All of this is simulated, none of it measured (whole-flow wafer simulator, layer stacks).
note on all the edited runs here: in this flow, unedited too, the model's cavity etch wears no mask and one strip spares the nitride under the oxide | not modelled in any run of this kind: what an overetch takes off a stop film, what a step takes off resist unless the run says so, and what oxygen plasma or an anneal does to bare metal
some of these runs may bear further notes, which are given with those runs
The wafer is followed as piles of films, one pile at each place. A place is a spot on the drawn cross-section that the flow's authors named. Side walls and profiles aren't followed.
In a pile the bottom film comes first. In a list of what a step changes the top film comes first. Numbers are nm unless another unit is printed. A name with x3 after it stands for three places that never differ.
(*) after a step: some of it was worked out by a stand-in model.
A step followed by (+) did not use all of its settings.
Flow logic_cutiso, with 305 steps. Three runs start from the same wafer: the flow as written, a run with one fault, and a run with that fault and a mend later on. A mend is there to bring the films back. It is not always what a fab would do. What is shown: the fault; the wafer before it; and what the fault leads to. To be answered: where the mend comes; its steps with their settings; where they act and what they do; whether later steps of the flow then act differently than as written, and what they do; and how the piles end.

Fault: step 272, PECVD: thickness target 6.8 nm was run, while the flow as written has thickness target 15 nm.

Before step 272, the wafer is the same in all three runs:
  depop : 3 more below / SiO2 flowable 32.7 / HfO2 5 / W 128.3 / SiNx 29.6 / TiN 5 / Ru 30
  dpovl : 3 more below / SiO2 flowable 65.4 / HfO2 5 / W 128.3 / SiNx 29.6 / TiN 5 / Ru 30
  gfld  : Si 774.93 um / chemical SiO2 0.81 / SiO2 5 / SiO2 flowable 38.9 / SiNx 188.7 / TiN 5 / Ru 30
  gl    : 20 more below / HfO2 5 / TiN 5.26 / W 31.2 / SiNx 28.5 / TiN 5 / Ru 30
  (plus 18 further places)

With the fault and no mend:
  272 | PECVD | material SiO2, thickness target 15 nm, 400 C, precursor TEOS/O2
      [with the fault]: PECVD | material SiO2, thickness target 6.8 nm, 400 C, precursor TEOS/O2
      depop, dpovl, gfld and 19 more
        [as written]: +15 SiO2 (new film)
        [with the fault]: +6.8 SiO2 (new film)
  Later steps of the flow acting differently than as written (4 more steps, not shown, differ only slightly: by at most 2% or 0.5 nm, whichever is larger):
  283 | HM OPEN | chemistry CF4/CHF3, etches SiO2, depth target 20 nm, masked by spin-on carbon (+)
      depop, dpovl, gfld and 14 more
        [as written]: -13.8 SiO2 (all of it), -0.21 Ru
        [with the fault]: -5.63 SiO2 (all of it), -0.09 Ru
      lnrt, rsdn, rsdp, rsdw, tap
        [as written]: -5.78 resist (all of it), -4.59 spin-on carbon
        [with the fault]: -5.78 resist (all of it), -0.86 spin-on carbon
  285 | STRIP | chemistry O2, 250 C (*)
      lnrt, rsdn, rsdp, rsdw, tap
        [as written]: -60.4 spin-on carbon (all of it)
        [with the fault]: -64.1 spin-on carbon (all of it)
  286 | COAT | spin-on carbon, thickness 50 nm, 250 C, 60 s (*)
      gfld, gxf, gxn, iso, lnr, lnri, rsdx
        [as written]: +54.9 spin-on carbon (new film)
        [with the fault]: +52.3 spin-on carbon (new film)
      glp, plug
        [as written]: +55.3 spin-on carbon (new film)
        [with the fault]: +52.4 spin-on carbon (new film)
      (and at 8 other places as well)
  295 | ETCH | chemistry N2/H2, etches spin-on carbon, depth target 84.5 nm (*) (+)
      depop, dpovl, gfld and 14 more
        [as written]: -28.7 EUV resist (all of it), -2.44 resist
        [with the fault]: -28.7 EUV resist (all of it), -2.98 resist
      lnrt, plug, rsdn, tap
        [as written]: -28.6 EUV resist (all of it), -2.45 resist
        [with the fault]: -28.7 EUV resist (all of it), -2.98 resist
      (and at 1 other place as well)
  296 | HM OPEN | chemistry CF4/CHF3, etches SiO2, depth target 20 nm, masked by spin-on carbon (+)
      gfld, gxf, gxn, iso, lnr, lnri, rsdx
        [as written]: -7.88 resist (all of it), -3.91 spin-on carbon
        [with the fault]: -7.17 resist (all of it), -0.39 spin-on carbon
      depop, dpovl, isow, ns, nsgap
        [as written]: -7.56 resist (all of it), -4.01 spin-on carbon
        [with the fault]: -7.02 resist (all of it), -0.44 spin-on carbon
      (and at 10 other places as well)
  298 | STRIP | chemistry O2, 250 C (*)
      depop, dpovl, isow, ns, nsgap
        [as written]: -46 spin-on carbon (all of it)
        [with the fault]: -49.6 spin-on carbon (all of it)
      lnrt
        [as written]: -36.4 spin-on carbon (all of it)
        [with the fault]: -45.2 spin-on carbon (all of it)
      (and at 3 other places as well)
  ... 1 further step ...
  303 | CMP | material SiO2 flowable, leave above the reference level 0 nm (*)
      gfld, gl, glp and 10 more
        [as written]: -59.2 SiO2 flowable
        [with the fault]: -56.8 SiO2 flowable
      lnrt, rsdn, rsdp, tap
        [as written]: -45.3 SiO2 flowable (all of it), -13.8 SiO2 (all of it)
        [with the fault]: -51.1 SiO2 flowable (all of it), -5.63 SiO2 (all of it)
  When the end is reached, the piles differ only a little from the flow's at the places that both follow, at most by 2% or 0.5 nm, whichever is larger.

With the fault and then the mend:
  The mend stands after step 272.
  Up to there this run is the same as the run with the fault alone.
  272a | PECVD | material SiO2, thickness target 8.2 nm, 400 C, precursor TEOS/O2 (the flow's step 272, run once more with other settings)
      depop, dpovl, gfld and 19 more
        +8.2 SiO2
  Later steps of the flow that are run all act as written at every place that is followed.
  By the end, the piles equal the flow's at every place that both follow.
